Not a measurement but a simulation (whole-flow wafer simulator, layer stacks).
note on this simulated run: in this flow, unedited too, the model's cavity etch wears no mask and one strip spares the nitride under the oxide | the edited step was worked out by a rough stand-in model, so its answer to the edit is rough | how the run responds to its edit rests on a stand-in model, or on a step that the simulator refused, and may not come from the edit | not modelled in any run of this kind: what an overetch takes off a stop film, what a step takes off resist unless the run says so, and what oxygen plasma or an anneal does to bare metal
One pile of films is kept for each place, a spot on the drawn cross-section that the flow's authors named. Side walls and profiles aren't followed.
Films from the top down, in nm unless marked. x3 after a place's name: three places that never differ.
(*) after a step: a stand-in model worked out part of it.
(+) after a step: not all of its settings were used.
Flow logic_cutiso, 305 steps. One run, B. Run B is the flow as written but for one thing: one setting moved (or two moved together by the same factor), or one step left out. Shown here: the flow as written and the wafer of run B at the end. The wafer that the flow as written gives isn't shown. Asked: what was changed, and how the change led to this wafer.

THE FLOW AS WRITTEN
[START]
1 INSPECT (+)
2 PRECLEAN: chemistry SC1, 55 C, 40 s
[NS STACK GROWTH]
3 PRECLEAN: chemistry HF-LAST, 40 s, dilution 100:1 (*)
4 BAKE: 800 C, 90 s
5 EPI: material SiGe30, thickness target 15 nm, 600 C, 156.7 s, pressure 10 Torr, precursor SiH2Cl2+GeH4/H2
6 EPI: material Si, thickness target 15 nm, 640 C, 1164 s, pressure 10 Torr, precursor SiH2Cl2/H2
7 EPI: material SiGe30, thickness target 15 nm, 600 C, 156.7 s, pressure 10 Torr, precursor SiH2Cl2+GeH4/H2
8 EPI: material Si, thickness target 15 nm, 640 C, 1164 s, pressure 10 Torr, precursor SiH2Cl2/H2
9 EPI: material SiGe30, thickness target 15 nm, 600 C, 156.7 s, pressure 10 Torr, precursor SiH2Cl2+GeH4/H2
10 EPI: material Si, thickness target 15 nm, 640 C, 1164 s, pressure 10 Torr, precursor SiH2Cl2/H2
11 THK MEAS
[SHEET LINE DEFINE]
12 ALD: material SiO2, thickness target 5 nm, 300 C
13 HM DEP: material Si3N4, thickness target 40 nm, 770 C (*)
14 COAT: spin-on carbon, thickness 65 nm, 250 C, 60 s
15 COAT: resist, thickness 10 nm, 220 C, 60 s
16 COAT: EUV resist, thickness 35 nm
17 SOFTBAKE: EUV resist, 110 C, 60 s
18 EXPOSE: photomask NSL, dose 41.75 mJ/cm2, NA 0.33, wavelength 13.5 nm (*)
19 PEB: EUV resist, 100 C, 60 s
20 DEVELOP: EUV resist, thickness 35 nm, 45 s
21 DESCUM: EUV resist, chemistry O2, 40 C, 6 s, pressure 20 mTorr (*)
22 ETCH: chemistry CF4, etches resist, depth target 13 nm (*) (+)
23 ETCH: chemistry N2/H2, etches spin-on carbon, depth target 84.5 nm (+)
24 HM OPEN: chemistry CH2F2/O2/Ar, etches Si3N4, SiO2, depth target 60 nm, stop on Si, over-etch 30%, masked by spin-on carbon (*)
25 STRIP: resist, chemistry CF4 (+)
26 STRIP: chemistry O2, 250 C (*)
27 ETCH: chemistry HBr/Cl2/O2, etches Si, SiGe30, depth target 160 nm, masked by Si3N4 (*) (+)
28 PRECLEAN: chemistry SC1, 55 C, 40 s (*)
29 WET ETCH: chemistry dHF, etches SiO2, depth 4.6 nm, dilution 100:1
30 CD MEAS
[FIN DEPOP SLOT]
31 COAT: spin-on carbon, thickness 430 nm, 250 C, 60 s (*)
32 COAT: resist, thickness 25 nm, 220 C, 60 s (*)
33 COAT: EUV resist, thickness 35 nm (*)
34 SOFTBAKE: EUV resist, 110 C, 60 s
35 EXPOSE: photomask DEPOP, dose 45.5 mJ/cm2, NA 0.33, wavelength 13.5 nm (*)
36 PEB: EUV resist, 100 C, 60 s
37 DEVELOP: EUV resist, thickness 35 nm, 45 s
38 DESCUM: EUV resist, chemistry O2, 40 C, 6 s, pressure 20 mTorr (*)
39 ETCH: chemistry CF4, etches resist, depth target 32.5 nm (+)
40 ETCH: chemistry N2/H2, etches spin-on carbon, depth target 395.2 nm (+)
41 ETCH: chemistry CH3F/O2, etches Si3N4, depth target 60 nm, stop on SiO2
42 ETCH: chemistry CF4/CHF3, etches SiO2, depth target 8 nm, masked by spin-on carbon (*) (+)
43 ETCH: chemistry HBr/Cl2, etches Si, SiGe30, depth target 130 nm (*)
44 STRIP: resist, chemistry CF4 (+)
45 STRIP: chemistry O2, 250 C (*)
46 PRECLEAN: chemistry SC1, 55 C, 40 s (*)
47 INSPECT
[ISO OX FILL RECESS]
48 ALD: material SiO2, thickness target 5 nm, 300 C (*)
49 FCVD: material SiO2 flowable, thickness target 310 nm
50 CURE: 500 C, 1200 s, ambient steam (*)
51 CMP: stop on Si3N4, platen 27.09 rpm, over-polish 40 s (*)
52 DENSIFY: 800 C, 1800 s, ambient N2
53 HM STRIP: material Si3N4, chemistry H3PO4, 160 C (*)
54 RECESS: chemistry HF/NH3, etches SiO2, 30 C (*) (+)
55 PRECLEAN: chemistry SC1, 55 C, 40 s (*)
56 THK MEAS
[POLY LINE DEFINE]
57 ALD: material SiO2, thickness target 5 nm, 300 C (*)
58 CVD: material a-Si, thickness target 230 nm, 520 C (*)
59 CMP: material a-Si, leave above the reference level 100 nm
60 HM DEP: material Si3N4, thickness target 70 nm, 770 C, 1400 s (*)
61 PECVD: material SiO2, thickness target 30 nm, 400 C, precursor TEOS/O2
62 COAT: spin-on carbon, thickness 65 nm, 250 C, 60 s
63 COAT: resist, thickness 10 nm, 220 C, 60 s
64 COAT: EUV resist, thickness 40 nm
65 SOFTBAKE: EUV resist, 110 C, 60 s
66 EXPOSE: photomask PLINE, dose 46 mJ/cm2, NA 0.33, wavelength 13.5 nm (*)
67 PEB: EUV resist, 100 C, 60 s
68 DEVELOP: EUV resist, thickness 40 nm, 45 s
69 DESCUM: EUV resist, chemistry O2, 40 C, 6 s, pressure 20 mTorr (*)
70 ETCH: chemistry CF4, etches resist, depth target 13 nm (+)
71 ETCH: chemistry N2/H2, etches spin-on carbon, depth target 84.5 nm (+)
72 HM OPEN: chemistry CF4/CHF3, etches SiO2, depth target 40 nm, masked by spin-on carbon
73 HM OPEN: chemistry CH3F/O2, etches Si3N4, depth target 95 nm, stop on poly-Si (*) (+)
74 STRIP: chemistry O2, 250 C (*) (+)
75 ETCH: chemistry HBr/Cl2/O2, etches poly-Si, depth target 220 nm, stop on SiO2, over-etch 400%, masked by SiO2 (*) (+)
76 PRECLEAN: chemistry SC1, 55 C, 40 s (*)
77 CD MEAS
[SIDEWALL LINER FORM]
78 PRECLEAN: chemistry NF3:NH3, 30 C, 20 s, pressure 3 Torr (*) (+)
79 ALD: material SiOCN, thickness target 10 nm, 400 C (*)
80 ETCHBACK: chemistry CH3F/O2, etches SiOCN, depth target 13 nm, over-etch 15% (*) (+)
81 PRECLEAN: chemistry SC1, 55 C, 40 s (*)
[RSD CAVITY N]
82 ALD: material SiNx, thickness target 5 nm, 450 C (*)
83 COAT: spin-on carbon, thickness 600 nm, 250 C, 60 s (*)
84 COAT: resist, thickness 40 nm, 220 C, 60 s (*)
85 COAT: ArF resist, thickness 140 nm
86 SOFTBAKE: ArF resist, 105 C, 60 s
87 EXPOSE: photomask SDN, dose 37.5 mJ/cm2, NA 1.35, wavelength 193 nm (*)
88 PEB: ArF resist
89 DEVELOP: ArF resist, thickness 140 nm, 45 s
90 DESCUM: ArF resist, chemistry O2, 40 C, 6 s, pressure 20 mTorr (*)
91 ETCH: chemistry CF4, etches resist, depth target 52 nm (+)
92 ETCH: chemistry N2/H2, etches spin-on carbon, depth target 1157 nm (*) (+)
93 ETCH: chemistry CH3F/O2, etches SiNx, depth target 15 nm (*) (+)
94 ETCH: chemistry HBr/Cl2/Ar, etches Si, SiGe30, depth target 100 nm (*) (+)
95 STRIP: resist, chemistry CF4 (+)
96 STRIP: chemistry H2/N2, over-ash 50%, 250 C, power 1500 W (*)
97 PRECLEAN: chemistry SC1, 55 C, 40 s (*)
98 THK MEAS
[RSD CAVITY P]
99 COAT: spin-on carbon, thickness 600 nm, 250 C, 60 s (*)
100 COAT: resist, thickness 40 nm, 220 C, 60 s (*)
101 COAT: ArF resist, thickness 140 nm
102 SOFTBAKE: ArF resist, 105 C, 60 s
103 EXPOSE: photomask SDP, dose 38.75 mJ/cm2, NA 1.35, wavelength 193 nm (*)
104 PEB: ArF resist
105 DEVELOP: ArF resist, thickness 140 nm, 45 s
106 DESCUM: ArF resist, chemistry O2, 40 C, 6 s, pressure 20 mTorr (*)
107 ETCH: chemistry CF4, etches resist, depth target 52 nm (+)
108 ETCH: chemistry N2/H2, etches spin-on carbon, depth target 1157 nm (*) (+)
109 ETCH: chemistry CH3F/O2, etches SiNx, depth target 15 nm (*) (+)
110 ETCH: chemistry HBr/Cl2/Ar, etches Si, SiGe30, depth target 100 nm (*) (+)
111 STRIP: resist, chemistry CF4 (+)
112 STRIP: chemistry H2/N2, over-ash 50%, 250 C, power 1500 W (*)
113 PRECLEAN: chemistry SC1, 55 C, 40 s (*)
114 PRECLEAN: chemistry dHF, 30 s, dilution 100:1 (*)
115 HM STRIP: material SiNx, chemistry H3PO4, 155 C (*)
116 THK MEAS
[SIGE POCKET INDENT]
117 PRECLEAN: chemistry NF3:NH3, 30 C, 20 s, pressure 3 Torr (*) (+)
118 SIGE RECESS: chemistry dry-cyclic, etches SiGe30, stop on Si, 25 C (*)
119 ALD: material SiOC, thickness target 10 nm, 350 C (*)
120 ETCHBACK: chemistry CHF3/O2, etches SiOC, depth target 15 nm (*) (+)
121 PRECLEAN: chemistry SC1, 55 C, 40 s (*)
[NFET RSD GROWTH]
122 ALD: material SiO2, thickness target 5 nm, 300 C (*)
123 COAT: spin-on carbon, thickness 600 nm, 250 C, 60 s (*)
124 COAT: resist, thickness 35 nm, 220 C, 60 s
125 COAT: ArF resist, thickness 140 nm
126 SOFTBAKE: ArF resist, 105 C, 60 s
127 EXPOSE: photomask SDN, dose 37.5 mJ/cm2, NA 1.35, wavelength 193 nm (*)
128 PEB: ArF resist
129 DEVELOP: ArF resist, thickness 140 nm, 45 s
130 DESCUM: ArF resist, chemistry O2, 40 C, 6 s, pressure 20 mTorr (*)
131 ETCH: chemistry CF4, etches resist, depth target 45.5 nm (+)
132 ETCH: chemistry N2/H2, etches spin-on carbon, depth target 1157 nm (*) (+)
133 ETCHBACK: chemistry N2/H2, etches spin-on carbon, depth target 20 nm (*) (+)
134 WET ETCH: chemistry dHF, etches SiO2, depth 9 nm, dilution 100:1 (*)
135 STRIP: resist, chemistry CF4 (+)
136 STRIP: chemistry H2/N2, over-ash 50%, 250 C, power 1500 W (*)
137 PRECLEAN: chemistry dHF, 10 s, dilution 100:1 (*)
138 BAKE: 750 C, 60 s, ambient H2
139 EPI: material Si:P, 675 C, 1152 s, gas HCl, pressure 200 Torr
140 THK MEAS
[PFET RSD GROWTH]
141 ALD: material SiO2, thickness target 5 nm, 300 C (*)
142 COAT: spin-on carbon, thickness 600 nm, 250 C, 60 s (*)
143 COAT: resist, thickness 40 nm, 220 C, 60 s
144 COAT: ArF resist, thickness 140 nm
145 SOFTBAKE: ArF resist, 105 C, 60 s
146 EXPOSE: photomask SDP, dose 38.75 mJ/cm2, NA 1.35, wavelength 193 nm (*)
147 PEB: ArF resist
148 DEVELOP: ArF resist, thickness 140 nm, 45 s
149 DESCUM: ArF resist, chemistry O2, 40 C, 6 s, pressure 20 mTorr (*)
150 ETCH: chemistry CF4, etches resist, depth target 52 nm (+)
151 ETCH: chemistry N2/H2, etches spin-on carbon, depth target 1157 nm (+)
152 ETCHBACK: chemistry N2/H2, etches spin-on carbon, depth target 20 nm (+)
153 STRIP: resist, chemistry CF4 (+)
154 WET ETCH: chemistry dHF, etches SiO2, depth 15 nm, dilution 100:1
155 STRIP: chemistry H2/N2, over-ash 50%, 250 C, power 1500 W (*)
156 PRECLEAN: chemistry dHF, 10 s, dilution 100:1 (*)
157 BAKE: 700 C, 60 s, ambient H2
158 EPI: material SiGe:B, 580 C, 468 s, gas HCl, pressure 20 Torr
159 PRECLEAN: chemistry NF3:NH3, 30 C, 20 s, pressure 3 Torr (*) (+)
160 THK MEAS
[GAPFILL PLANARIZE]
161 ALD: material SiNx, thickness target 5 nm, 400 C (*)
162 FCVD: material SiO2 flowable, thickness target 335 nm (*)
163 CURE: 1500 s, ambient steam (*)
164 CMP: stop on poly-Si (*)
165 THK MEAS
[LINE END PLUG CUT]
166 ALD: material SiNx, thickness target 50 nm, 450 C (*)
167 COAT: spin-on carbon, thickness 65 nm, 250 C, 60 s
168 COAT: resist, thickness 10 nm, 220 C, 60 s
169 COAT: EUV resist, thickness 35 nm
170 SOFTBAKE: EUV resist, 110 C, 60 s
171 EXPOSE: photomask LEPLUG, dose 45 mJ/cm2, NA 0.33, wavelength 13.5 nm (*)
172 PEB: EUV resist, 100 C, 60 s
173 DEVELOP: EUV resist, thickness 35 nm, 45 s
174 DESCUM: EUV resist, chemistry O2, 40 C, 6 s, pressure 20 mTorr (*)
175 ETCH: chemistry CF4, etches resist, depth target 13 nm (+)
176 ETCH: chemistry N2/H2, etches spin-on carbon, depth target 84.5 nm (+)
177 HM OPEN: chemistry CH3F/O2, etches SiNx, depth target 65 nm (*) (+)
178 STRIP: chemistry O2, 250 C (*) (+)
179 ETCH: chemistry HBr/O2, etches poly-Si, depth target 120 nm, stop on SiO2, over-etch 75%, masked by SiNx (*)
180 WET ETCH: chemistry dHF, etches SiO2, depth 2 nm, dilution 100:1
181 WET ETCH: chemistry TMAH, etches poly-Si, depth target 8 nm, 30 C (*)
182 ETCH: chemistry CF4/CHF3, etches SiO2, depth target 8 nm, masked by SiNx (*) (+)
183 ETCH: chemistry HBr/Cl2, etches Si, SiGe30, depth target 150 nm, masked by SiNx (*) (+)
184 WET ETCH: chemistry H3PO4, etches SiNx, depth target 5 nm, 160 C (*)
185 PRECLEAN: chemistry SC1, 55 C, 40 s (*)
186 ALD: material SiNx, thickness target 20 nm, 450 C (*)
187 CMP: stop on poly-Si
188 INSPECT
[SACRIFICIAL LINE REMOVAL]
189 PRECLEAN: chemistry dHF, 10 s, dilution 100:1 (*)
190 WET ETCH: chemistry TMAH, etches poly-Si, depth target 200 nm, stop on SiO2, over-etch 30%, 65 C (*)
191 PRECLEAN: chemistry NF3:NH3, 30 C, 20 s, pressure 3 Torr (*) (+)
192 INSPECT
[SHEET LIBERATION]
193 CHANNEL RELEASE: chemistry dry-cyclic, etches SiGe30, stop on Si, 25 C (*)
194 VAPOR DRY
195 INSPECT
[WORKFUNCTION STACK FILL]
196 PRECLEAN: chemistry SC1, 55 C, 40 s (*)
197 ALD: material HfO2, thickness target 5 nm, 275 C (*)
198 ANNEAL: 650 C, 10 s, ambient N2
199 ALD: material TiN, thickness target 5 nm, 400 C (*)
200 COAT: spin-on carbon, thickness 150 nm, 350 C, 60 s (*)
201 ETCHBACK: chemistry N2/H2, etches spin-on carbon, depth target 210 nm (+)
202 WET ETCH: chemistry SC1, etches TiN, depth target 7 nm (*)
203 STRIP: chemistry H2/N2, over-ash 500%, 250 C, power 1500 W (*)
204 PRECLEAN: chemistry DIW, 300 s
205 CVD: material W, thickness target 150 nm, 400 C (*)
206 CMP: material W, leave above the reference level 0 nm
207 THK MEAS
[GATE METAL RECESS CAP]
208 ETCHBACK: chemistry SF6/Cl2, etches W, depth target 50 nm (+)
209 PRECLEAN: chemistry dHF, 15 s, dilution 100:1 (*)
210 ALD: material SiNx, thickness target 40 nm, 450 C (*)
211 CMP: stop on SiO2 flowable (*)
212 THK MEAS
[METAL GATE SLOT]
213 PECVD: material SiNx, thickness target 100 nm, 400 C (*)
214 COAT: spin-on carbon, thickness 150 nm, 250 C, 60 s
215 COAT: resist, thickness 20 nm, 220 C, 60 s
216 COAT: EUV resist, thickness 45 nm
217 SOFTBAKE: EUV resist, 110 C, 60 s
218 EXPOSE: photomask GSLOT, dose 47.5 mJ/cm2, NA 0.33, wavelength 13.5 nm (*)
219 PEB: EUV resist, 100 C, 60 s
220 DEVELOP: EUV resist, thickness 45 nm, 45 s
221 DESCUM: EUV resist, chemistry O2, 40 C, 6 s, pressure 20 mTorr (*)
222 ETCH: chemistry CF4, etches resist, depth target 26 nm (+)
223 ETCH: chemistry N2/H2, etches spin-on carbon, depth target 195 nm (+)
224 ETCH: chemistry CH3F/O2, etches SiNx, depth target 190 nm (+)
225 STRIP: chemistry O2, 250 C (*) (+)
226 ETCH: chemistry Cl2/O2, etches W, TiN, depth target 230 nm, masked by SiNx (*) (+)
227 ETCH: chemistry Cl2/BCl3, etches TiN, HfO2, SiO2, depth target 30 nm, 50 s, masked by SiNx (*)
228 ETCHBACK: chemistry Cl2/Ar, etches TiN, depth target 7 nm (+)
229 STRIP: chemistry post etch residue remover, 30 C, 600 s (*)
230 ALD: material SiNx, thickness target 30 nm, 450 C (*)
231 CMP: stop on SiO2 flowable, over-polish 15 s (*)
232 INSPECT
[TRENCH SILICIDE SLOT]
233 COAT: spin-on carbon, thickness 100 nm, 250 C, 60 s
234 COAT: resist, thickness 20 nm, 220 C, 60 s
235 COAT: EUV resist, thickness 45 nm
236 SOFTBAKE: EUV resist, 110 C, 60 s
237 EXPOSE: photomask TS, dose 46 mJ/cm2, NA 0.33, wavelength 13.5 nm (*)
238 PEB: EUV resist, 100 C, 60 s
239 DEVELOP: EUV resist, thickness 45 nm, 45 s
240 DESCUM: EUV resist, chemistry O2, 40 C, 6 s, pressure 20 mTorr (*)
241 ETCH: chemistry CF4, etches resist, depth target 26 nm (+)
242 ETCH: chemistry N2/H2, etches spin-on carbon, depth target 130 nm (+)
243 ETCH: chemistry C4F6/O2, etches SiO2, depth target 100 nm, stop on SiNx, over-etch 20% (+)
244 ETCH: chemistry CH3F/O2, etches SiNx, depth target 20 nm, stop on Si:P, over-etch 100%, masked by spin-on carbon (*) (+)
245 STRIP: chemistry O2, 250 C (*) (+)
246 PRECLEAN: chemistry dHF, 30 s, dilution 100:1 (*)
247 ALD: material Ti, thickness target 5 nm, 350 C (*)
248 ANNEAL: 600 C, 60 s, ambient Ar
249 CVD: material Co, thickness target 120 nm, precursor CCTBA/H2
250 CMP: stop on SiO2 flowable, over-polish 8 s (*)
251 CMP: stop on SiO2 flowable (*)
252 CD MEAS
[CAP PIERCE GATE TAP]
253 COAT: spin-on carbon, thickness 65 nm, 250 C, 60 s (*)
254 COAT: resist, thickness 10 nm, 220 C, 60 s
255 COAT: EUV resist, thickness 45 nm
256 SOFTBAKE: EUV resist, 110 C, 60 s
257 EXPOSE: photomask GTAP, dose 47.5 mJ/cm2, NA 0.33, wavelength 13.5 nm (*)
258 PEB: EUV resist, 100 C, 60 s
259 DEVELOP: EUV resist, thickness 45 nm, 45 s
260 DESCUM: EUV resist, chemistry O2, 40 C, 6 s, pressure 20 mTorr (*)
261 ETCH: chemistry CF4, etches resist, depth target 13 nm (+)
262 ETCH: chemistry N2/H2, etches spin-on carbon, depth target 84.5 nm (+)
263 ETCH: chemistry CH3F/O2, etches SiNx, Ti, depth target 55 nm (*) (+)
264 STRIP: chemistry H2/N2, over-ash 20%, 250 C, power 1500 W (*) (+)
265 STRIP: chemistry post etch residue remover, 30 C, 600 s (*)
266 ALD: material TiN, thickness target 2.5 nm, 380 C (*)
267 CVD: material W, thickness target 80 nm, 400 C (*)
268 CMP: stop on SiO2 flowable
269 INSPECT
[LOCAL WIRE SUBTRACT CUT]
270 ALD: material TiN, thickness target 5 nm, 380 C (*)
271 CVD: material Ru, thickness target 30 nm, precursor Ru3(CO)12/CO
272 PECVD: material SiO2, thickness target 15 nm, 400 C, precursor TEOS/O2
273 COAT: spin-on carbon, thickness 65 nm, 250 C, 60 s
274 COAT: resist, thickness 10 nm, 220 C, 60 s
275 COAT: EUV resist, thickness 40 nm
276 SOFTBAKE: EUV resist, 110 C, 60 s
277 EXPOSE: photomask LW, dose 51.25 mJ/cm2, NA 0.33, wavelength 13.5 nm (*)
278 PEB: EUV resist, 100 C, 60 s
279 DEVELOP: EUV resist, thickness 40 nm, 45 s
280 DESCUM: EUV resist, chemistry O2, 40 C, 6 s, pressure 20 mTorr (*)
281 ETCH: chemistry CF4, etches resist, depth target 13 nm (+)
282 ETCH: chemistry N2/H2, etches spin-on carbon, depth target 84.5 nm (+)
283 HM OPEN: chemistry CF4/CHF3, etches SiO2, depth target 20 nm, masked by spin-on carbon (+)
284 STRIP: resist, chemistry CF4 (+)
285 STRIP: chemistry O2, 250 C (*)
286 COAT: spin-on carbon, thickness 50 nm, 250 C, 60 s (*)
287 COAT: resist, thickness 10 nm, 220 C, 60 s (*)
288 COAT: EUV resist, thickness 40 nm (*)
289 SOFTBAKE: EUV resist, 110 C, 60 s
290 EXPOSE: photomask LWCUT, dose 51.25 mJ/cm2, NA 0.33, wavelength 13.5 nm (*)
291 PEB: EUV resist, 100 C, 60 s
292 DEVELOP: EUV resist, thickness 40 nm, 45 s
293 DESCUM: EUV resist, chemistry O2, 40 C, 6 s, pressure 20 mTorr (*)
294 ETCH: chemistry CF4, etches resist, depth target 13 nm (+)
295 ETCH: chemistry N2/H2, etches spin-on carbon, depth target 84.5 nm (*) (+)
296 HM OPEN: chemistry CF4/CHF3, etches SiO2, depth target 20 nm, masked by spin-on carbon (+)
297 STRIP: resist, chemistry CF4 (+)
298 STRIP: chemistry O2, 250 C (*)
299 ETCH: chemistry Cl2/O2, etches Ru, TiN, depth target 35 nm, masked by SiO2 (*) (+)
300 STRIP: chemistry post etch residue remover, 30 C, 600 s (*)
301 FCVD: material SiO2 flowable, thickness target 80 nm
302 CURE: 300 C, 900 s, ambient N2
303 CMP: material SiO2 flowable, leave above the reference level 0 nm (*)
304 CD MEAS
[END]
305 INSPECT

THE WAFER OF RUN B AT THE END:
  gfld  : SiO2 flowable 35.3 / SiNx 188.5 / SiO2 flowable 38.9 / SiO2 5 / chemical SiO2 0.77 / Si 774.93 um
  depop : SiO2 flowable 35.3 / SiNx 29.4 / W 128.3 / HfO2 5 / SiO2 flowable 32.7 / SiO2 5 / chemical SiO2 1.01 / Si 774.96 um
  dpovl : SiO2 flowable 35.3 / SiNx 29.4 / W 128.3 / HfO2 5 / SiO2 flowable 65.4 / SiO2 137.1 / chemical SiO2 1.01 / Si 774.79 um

The cause: step 31, COAT: thickness 258 nm was run, where the flow has thickness 430 nm.

How the change led to this, step by step:
  31 COAT: spin-on carbon, thickness 430 nm, 250 C, 60 s (*)
      dpovl, nsgap: spin-on carbon +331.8 (new film) (as written it would be: spin-on carbon +503.7 (new film))
      gxn, gxp: spin-on carbon +205.1 (new film) (as written it would be: spin-on carbon +378.5 (new film))
      (and at 18 more places)
  32 COAT: resist, thickness 25 nm, 220 C, 60 s (*)
      rsdn, rsdw: resist +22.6 (new film) (as written it would be: resist +24.6 (new film))
      gfld: resist +28.1 (new film) (as written it would be: resist +26.3 (new film))
      (and at 9 more places)
  40 ETCH: chemistry N2/H2, etches spin-on carbon, depth target 395.2 nm (+)
      dpovl: spin-on carbon -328 (all of it) (as written it would be: spin-on carbon -395.2)
      gl, glp, gxf and 9 more: EUV resist -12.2 (all of it), resist -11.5 (as written it would be: EUV resist -12.2 (all of it), resist -13.9)
      (and at 9 more places)
  41 ETCH: chemistry CH3F/O2, etches Si3N4, depth target 60 nm, stop on SiO2
      dpovl: Si -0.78 (as written it would be: spin-on carbon -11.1)
      depop: Si3N4 -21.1 (all of it), SiO2 -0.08 (as written it would be: Si3N4 -22.2 (all of it), SiO2 -0.08)
  42 ETCH: chemistry CF4/CHF3, etches SiO2, depth target 8 nm, masked by spin-on carbon (*) (+)
      dpovl: Si -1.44 (as written it would be: spin-on carbon -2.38)
      gl: resist -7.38 (as written it would be: resist -6.54 (all of it), spin-on carbon -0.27)
      (and at 14 more places)
  43 ETCH: chemistry HBr/Cl2, etches Si, SiGe30, depth target 130 nm (*)
      gl, glp: resist -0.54 (all of it), spin-on carbon -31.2 (as written it would be: spin-on carbon -32)
      gxn, gxp: resist -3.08 (all of it), spin-on carbon -27.7 (as written it would be: spin-on carbon -32)
      (and at 12 more places)
  45 STRIP: chemistry O2, 250 C (*)
      dpovl: chemical SiO2 +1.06 (new film), Si -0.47 (as written it would be: chemical SiO2 +0.82 (new film), spin-on carbon -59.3 (all of it), Si -0.36)
      gfld, lnri: chemical SiO2 +0.77 (new film), spin-on carbon -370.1 (all of it), Si -0.34 (as written it would be: chemical SiO2 +0.82 (new film), spin-on carbon -538.7 (all of it), Si -0.36)
      (and at 18 more places)
  48 ALD: material SiO2, thickness target 5 nm, 300 C (*)
      dpovl: SiO2 +137.1 (new film) (as written it would be: SiO2 +5 (new film))
  52 DENSIFY: 800 C, 1800 s, ambient N2
      nsgap: SiO2 flowable -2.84 (as written it would be: SiO2 flowable -2.13)
